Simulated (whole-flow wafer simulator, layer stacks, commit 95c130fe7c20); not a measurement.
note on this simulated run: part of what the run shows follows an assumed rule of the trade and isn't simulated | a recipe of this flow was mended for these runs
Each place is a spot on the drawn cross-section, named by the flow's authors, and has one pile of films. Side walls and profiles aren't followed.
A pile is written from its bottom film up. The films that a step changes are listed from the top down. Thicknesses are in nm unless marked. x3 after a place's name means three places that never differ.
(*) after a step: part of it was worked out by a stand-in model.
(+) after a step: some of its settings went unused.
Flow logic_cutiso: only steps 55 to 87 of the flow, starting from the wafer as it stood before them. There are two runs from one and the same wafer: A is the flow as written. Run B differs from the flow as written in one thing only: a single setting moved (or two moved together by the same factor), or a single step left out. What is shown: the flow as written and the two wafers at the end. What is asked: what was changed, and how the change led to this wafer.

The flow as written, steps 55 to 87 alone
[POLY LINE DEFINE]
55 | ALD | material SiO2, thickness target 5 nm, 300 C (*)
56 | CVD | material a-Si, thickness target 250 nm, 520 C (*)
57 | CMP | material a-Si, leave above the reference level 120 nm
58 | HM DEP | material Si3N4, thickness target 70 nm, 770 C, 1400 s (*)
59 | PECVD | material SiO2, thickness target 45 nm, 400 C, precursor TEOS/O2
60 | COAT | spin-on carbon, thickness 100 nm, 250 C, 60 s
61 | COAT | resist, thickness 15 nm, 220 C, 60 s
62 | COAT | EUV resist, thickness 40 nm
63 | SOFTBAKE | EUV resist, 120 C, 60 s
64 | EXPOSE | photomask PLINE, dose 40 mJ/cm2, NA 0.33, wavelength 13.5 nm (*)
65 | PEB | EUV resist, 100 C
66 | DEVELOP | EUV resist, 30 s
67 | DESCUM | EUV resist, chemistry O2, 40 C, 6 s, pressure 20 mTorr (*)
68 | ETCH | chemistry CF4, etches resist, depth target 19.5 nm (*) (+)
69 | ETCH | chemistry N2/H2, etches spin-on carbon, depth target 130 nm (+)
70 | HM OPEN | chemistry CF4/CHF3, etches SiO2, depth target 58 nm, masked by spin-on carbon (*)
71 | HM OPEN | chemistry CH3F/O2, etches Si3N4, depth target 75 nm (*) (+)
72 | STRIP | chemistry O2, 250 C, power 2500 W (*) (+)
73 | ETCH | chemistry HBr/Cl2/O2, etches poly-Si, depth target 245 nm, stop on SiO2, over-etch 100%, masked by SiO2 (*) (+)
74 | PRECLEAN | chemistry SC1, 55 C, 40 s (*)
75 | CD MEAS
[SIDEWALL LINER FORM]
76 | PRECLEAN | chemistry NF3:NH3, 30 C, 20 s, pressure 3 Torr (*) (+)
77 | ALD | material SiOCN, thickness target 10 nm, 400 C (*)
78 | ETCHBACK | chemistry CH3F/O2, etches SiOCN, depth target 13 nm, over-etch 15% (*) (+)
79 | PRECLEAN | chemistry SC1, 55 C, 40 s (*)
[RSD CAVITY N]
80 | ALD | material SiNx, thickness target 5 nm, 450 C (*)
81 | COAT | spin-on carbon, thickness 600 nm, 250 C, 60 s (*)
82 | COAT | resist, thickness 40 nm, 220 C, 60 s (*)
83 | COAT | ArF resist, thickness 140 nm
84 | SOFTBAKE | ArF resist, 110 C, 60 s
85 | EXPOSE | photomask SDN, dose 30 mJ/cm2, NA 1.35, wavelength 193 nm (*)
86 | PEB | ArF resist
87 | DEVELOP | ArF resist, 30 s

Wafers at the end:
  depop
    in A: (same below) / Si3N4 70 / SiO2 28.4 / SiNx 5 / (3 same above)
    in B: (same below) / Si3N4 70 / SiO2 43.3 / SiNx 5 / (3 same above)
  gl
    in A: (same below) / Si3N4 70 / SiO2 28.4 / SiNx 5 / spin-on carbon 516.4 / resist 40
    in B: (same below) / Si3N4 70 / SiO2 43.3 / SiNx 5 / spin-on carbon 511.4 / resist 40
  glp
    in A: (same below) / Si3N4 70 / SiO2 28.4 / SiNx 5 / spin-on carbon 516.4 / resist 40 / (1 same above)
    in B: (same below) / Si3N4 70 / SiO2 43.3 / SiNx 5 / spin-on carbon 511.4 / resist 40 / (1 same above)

What caused this: step 59, PECVD: thickness target 59.9 nm was run, whereas the flow has thickness target 45 nm.

The path from the change to this, step by step:
  59 | PECVD | material SiO2, thickness target 45 nm, 400 C, precursor TEOS/O2
      depop, dpovl x3, gfld and 17 more: A +45 SiO2 (new film) | B +59.9 SiO2 (new film)
  70 | HM OPEN | chemistry CF4/CHF3, etches SiO2, depth target 58 nm, masked by spin-on carbon (*)
      iso, lnr, lnri and 6 more: A -43.2 SiO2 (all of it), -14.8 Si3N4 | B -58.1 SiO2 (all of it)
  71 | HM OPEN | chemistry CH3F/O2, etches Si3N4, depth target 75 nm (*) (+)
      iso, lnr, lnri and 6 more: A -55.2 Si3N4 (all of it), -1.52 poly-Si | B -70 Si3N4 (all of it), -0.38 poly-Si
